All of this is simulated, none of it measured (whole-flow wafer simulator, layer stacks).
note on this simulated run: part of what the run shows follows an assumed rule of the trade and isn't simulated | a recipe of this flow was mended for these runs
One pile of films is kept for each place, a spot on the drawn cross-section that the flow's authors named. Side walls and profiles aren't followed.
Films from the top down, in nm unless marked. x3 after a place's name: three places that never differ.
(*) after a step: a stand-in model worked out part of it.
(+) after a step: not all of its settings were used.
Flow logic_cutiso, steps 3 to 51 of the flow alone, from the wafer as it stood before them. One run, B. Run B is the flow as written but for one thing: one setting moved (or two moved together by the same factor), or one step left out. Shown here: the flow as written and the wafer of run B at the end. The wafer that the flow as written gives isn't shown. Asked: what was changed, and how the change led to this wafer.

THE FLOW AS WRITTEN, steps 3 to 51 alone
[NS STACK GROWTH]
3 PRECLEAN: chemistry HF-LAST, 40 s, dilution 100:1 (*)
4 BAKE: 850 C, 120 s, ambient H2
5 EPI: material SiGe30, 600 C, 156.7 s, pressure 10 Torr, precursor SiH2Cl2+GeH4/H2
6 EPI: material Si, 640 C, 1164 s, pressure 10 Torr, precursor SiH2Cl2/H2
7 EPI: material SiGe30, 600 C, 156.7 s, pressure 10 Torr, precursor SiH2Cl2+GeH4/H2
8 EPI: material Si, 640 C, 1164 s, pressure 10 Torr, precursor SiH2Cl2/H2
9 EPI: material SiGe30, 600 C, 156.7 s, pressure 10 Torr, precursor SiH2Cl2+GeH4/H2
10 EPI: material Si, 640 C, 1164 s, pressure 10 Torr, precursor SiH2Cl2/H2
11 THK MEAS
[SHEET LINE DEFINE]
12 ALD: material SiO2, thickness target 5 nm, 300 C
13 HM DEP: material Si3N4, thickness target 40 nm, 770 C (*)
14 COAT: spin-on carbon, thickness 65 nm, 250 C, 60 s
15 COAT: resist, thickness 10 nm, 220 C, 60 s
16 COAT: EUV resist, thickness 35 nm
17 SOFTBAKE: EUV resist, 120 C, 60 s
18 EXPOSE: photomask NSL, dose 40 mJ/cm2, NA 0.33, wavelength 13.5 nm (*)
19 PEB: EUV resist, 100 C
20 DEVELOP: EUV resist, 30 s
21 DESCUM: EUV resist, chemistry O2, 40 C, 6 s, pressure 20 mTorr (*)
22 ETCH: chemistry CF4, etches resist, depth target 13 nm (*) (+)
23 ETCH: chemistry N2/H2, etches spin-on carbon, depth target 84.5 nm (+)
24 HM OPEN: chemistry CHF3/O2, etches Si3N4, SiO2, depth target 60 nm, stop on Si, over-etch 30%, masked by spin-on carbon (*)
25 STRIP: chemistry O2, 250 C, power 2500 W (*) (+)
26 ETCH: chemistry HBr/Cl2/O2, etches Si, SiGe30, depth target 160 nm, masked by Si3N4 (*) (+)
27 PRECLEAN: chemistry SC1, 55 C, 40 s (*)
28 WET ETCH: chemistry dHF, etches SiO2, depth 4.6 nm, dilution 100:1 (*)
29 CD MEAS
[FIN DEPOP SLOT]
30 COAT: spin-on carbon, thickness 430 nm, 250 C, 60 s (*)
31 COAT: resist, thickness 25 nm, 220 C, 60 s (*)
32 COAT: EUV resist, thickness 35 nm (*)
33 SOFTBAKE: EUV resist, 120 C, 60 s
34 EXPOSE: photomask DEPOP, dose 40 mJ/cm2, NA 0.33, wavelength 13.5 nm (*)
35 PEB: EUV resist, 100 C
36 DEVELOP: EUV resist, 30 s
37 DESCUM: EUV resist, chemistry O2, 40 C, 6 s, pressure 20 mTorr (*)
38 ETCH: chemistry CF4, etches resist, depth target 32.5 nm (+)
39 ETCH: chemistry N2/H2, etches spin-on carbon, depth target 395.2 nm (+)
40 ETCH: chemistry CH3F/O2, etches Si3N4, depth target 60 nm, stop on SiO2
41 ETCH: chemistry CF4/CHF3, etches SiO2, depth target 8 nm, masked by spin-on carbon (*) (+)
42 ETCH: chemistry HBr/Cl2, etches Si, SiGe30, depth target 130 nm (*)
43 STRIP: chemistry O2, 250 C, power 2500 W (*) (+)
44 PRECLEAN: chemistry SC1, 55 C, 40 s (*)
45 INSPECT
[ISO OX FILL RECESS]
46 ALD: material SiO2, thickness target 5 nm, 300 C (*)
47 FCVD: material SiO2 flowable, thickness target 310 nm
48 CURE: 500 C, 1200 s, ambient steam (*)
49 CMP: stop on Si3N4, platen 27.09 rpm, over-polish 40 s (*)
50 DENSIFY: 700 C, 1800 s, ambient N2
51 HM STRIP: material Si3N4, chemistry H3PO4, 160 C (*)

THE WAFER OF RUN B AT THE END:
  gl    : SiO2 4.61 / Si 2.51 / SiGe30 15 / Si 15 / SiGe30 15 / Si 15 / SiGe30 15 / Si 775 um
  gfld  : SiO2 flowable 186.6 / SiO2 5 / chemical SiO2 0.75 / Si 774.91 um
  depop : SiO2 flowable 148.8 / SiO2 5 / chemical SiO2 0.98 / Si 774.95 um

The cause: step 10, EPI: 605 C was run, where the flow has 640 C.

How the change led to this, step by step:
  10 EPI: material Si, 640 C, 1164 s, pressure 10 Torr, precursor SiH2Cl2/H2
      depop, dpovl, gfld and 19 more: Si +2.51 (new film) (as written it would be: Si +15 (new film))
  24 HM OPEN: chemistry CHF3/O2, etches Si3N4, SiO2, depth target 60 nm, stop on Si, over-etch 30%, masked by spin-on carbon (*)
      dpovl, gfld, gxf, iso, isow, lnri, nsgap: Si3N4 -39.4 (all of it), SiO2 -5 (all of it), Si -2.51 (all of it), SiGe30 -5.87 (as written it would be: Si3N4 -39.4 (all of it), SiO2 -5 (all of it), Si -2.67)
  26 ETCH: chemistry HBr/Cl2/O2, etches Si, SiGe30, depth target 160 nm, masked by Si3N4 (*) (+)
      dpovl, gfld, gxf, iso, isow, lnri, nsgap: chemical SiO2 -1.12 (all of it), SiGe30 -8.65 (all of it), Si -15 (all of it), SiGe30 -15 (all of it), Si -15 (all of it), SiGe30 -15 (all of it), Si -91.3 (as written it would be: chemical SiO2 -0.82 (all of it), Si -12 (all of it), SiGe30 -15 (all of it), Si -15 (all of it), SiGe30 -15 (all of it), Si -15 (all of it), SiGe30 -15 (all of it), Si -73)
  42 ETCH: chemistry HBr/Cl2, etches Si, SiGe30, depth target 130 nm (*)
      depop: Si -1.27 (all of it), SiGe30 -15 (all of it), Si -15 (all of it), SiGe30 -15 (all of it), Si -15 (all of it), SiGe30 -15 (all of it), Si -53.7 (as written it would be: Si -13.8 (all of it), SiGe30 -15 (all of it), Si -15 (all of it), SiGe30 -15 (all of it), Si -15 (all of it), SiGe30 -15 (all of it), Si -41.2)
  43 STRIP: chemistry O2, 250 C, power 2500 W (*) (+)
      dpovl: chemical SiO2 +0.75 (new film), spin-on carbon -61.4 (all of it), Si -0.33 (as written it would be: chemical SiO2 +0.75 (new film), spin-on carbon -59.1 (all of it), Si -0.33)
